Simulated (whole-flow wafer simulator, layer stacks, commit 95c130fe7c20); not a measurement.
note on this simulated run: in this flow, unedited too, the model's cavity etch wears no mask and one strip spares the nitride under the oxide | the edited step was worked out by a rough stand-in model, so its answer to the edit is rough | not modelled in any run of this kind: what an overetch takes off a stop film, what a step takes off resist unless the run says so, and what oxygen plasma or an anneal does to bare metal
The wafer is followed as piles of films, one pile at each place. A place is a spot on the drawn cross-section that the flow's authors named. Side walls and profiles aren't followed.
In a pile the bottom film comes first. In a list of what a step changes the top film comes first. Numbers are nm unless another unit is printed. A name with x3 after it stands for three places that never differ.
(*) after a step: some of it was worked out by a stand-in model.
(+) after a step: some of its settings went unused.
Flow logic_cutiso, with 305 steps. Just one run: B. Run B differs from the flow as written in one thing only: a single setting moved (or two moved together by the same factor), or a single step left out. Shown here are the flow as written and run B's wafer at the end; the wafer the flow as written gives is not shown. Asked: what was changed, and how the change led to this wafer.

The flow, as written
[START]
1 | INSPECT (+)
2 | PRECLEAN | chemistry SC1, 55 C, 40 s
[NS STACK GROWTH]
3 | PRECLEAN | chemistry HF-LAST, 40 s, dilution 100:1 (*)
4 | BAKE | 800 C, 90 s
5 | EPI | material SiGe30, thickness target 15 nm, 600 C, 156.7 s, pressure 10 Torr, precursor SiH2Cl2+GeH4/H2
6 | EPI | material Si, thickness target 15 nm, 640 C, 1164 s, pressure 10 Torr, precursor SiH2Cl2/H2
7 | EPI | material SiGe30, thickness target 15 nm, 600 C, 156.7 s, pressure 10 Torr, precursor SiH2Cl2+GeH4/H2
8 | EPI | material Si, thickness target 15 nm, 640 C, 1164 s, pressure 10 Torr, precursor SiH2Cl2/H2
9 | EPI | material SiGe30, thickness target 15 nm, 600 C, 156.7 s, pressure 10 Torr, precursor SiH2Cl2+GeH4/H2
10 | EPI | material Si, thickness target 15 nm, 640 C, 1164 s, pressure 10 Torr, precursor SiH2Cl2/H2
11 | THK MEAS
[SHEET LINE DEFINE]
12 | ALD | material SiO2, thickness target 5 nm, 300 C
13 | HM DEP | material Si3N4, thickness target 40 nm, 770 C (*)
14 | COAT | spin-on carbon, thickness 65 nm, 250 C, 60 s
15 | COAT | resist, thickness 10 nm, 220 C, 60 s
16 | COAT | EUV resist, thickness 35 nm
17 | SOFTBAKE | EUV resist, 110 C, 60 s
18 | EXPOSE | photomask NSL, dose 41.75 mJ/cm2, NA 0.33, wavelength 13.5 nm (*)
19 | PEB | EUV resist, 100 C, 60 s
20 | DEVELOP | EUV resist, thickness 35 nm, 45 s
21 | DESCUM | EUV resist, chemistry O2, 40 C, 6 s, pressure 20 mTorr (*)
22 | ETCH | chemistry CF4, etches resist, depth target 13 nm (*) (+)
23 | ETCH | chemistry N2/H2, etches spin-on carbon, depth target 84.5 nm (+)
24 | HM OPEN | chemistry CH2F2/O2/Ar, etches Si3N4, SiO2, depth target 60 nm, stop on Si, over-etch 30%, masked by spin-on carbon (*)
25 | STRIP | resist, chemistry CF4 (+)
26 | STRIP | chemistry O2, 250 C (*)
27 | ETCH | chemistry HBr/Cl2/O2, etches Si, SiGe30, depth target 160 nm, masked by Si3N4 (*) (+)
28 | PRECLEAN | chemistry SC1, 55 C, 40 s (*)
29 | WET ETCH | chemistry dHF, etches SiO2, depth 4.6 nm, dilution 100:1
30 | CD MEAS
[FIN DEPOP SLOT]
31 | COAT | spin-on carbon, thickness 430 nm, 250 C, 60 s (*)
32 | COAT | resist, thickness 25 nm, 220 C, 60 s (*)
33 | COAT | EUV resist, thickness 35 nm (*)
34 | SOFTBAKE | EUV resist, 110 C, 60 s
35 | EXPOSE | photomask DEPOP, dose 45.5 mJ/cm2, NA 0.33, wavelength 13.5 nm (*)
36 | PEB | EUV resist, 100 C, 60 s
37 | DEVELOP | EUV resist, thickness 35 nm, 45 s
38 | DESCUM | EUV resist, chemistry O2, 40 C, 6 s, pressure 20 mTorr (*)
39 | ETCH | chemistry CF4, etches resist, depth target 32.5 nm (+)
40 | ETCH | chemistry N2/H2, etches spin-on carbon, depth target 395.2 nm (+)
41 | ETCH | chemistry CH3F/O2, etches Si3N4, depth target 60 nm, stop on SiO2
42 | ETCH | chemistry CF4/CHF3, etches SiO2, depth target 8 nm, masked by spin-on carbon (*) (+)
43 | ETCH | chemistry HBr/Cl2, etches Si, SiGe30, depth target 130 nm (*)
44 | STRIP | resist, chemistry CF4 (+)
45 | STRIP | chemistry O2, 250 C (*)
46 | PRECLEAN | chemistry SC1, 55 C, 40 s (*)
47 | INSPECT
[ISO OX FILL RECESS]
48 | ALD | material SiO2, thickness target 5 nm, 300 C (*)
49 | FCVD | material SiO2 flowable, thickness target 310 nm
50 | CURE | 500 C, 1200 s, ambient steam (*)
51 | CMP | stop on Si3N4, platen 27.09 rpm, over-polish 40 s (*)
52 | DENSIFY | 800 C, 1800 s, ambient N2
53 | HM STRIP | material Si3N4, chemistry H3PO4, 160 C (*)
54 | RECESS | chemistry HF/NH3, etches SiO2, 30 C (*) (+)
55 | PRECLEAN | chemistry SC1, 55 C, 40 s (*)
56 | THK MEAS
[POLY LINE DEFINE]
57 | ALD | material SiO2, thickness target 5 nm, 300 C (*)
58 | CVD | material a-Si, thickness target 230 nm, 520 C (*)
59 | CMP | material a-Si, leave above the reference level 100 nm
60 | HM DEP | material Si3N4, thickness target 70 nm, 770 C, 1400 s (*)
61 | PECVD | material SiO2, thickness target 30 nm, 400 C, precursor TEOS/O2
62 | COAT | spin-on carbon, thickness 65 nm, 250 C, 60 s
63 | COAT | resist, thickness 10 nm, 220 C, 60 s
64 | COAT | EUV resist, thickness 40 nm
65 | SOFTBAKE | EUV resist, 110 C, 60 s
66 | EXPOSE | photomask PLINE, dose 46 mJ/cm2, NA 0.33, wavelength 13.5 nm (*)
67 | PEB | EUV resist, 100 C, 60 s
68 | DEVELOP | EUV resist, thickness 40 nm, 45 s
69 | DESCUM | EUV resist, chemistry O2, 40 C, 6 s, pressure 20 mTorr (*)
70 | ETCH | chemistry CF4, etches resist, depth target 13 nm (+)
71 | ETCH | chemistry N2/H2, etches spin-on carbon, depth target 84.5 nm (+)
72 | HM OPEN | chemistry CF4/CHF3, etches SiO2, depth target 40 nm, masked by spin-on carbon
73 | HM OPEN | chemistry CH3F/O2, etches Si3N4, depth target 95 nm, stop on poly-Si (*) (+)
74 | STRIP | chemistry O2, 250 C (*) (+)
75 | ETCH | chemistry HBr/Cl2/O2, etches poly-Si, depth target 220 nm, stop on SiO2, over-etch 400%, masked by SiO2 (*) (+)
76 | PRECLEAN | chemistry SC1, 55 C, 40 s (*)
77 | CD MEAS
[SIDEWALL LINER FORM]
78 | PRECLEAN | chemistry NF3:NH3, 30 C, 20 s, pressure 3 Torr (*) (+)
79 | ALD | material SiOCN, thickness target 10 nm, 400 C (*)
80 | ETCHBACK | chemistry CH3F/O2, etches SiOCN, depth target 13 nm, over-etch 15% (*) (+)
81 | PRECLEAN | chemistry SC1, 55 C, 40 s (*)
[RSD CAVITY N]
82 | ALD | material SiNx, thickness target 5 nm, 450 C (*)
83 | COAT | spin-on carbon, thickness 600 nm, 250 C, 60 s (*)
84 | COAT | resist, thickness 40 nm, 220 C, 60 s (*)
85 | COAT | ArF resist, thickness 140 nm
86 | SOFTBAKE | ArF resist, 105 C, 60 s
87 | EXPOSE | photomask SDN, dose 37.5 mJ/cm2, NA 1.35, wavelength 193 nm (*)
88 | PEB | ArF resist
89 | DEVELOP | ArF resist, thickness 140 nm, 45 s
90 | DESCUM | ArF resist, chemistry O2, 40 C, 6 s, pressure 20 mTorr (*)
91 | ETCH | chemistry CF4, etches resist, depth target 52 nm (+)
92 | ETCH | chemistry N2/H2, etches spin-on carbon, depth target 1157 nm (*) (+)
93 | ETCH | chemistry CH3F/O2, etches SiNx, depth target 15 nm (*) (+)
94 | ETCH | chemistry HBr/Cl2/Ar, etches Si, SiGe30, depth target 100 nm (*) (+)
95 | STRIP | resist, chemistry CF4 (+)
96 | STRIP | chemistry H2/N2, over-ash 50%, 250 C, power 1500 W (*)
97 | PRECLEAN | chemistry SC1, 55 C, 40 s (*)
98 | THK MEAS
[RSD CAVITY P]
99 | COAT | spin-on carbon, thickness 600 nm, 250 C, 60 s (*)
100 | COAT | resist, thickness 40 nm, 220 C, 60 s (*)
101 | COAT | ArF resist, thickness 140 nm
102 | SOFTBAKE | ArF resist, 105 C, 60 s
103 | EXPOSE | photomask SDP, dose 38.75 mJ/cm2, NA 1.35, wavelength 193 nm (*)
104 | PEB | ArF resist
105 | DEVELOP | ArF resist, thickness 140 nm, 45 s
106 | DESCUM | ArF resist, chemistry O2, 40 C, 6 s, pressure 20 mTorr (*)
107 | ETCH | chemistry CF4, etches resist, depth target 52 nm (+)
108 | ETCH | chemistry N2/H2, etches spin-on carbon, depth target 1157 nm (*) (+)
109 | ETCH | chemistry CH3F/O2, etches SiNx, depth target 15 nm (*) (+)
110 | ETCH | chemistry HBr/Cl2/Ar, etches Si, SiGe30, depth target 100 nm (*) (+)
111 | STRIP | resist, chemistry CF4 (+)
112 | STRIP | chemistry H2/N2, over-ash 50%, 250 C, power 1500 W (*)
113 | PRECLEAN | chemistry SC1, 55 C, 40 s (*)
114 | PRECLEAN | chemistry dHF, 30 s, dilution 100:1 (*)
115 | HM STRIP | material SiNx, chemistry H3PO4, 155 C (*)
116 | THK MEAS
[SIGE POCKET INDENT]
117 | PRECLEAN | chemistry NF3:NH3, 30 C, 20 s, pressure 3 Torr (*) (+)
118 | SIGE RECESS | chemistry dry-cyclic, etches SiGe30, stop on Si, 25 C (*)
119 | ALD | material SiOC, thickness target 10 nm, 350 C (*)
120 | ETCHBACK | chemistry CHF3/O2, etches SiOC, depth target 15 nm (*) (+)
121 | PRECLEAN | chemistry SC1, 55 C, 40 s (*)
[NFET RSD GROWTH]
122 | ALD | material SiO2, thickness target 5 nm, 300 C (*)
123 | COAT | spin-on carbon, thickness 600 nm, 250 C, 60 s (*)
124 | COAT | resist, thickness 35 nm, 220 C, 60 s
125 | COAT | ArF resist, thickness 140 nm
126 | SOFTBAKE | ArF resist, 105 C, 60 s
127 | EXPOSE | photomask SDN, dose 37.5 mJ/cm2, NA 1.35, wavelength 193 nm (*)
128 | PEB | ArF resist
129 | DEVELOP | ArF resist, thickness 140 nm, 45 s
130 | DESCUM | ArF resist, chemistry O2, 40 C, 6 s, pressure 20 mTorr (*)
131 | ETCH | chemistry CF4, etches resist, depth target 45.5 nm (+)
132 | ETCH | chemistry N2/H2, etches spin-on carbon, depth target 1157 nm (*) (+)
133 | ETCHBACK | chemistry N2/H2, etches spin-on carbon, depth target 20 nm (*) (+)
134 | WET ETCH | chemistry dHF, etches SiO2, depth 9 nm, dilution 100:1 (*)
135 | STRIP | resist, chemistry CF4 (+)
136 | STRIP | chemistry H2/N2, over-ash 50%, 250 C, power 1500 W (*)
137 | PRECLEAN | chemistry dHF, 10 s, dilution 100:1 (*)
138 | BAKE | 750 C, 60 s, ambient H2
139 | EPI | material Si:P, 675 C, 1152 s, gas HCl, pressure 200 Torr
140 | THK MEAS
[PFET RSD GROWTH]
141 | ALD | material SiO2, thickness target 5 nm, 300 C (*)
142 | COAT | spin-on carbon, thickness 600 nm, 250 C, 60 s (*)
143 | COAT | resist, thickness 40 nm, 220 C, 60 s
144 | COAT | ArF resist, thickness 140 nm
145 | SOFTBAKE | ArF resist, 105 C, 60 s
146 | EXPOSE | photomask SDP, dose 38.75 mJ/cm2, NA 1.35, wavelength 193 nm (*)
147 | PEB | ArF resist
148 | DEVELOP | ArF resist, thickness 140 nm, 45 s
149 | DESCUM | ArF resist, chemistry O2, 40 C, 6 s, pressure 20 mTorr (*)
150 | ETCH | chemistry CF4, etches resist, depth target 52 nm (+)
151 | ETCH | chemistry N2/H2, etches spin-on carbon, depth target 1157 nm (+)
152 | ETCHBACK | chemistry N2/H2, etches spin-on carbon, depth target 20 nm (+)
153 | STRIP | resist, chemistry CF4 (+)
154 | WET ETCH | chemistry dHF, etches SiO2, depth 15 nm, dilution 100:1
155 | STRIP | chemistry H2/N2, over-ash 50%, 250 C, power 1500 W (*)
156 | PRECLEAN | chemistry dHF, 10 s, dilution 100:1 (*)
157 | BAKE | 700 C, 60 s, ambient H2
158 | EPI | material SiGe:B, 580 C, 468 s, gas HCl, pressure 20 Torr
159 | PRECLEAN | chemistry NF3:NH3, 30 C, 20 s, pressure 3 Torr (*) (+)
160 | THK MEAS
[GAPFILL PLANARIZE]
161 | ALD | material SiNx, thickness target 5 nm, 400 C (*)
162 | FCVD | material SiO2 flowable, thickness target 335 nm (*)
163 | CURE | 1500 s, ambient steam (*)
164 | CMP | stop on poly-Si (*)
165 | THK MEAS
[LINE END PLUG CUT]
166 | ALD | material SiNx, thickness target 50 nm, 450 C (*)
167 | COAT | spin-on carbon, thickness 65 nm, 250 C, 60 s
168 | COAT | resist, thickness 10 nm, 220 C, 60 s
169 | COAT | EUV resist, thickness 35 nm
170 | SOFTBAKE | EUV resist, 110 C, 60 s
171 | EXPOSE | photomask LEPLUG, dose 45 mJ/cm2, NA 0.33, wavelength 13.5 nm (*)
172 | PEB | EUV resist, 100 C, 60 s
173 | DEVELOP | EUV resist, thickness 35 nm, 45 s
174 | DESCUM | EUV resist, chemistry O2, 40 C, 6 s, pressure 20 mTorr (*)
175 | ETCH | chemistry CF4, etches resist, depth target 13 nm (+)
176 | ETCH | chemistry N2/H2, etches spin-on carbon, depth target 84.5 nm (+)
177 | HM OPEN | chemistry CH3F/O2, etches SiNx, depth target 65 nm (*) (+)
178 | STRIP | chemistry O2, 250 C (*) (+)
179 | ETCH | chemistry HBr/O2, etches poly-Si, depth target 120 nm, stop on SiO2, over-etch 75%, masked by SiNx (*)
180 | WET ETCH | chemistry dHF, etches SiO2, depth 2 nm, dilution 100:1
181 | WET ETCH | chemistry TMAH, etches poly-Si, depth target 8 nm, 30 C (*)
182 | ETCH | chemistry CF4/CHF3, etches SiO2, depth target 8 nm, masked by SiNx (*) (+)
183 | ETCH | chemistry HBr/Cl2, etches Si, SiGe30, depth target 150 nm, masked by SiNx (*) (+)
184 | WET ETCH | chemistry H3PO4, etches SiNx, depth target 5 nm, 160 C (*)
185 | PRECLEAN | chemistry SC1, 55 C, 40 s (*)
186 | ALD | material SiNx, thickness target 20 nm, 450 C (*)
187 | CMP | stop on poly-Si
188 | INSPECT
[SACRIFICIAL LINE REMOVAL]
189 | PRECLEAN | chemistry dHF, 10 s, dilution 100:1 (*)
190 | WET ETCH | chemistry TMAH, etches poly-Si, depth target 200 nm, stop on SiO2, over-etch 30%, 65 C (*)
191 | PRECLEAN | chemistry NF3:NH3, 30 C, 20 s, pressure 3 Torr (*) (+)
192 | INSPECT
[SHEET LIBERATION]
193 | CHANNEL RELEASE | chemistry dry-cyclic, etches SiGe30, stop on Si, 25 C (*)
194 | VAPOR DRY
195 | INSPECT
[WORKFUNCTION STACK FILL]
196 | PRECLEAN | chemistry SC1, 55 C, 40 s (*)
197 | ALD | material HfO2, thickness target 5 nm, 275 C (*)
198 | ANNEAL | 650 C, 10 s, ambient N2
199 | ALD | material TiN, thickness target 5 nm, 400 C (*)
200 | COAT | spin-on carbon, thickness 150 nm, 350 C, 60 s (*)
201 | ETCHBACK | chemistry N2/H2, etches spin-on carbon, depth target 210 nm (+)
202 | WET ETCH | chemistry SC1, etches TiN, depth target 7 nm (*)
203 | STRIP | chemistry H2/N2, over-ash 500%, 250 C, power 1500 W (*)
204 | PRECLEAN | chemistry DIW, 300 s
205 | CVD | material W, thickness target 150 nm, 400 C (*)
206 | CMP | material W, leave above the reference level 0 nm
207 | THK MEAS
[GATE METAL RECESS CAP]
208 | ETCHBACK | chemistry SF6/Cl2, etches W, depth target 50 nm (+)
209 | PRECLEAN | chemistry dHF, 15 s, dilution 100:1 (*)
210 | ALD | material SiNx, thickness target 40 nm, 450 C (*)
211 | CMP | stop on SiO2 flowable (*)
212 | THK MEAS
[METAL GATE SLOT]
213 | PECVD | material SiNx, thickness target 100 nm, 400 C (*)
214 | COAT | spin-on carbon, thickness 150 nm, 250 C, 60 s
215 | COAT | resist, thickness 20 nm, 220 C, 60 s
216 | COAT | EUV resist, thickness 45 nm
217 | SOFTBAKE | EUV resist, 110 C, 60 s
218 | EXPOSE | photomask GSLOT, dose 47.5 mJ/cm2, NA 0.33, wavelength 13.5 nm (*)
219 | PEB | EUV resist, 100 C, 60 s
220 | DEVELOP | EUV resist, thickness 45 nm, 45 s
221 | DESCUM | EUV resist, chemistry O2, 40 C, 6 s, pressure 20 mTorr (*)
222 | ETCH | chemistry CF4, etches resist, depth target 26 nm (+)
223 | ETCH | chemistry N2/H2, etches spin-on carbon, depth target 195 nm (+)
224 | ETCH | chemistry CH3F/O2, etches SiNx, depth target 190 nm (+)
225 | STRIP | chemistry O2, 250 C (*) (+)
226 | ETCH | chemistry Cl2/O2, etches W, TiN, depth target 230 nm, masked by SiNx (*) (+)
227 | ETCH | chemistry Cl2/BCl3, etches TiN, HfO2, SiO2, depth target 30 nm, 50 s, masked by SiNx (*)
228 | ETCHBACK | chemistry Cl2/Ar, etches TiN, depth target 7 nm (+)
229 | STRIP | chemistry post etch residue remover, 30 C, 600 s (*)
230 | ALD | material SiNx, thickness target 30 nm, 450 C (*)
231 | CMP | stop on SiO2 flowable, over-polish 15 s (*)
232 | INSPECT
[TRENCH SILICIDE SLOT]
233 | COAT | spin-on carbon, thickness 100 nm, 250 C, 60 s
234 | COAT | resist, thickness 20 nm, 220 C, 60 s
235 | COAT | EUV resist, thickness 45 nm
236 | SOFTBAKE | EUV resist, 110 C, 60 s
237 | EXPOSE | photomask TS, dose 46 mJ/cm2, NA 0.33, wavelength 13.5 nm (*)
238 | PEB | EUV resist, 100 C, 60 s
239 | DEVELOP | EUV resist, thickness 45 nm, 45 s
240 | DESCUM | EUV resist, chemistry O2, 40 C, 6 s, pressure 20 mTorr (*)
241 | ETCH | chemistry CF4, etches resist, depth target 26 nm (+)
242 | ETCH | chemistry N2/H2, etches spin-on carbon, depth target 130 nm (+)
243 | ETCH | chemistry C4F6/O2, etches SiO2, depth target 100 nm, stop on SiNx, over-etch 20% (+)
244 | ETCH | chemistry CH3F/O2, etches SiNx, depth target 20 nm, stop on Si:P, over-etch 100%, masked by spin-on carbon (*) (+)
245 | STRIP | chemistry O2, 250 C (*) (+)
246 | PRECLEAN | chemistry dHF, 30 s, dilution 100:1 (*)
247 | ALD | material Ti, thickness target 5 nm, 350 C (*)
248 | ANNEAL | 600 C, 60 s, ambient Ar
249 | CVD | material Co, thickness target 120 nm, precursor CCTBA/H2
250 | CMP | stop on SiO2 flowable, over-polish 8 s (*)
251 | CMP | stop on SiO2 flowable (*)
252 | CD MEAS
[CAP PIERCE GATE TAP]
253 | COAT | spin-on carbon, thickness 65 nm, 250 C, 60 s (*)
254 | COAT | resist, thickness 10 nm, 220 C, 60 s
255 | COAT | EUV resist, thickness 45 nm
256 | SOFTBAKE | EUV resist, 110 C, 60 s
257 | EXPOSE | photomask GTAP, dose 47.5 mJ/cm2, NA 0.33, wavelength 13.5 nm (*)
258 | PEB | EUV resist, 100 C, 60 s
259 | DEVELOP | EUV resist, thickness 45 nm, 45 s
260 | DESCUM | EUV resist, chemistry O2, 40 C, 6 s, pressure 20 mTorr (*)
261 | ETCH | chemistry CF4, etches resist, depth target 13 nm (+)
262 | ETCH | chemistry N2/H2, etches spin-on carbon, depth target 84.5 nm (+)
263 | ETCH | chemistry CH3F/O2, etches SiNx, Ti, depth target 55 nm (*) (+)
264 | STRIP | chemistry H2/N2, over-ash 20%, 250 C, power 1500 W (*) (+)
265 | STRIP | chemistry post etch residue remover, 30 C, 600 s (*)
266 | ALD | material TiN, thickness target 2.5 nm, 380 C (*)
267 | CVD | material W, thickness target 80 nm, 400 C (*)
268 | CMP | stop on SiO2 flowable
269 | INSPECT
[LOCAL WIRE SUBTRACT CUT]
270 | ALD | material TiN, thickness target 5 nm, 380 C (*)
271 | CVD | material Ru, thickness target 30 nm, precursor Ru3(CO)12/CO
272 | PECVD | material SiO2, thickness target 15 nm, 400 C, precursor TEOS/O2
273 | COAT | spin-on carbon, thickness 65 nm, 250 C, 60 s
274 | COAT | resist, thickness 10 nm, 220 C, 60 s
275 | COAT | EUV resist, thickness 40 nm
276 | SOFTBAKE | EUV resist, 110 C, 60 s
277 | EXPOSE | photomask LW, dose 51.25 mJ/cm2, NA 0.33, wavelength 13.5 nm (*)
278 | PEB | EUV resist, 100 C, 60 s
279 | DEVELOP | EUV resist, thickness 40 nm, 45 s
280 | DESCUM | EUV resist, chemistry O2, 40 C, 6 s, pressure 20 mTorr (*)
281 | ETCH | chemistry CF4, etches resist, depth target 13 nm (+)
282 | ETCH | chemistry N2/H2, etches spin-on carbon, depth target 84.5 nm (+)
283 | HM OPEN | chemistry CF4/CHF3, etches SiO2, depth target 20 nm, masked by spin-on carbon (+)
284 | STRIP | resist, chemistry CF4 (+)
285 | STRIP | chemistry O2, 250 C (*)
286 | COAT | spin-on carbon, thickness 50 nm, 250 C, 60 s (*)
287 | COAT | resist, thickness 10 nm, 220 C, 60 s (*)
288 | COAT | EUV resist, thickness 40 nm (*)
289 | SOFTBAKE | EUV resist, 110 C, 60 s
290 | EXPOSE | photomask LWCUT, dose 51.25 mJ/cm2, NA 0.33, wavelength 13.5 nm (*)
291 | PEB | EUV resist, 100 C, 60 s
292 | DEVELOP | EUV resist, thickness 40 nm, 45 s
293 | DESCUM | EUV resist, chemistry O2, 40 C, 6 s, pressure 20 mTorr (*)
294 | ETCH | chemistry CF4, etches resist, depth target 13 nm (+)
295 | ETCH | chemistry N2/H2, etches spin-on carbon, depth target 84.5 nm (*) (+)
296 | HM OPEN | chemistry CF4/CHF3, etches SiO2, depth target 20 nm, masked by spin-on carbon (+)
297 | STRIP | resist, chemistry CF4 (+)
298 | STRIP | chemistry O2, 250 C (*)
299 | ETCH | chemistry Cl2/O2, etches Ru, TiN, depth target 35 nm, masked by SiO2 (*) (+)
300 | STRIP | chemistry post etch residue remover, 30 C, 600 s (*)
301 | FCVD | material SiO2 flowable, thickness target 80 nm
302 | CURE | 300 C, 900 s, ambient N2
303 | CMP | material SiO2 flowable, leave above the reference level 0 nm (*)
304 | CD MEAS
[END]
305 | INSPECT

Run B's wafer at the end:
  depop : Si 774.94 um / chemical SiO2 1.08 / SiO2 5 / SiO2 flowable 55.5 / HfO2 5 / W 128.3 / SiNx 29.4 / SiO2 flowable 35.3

Cause: step 43, ETCH: depth target 152.8 nm was run, while the flow as written has depth target 130 nm.

How this came from the change, step by step:
  43 | ETCH | chemistry HBr/Cl2, etches Si, SiGe30, depth target 130 nm (*)
      dpovl, gl, glp and 16 more: spin-on carbon loses 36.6 (in the flow as written it would be: spin-on carbon loses 32)
      depop: Si loses 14 (all of it), SiGe30 loses 15 (all of it), Si loses 15 (all of it), SiGe30 loses 15 (all of it), Si loses 15 (all of it), SiGe30 loses 15 (all of it), Si loses 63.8 (in the flow as written it would be: Si loses 14 (all of it), SiGe30 loses 15 (all of it), Si loses 15 (all of it), SiGe30 loses 15 (all of it), Si loses 15 (all of it), SiGe30 loses 15 (all of it), Si loses 41)
      (and at 2 other places as well)
  45 | STRIP | chemistry O2, 250 C (*)
      dpovl: chemical SiO2 gains 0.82 (new film), spin-on carbon loses 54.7 (all of it), Si loses 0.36 (in the flow as written it would be: chemical SiO2 gains 0.82 (new film), spin-on carbon loses 59.3 (all of it), Si loses 0.36)
  49 | FCVD | material SiO2 flowable, thickness target 310 nm
      depop: SiO2 flowable gains 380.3 (new film) (in the flow as written it would be: SiO2 flowable gains 359.9 (new film))
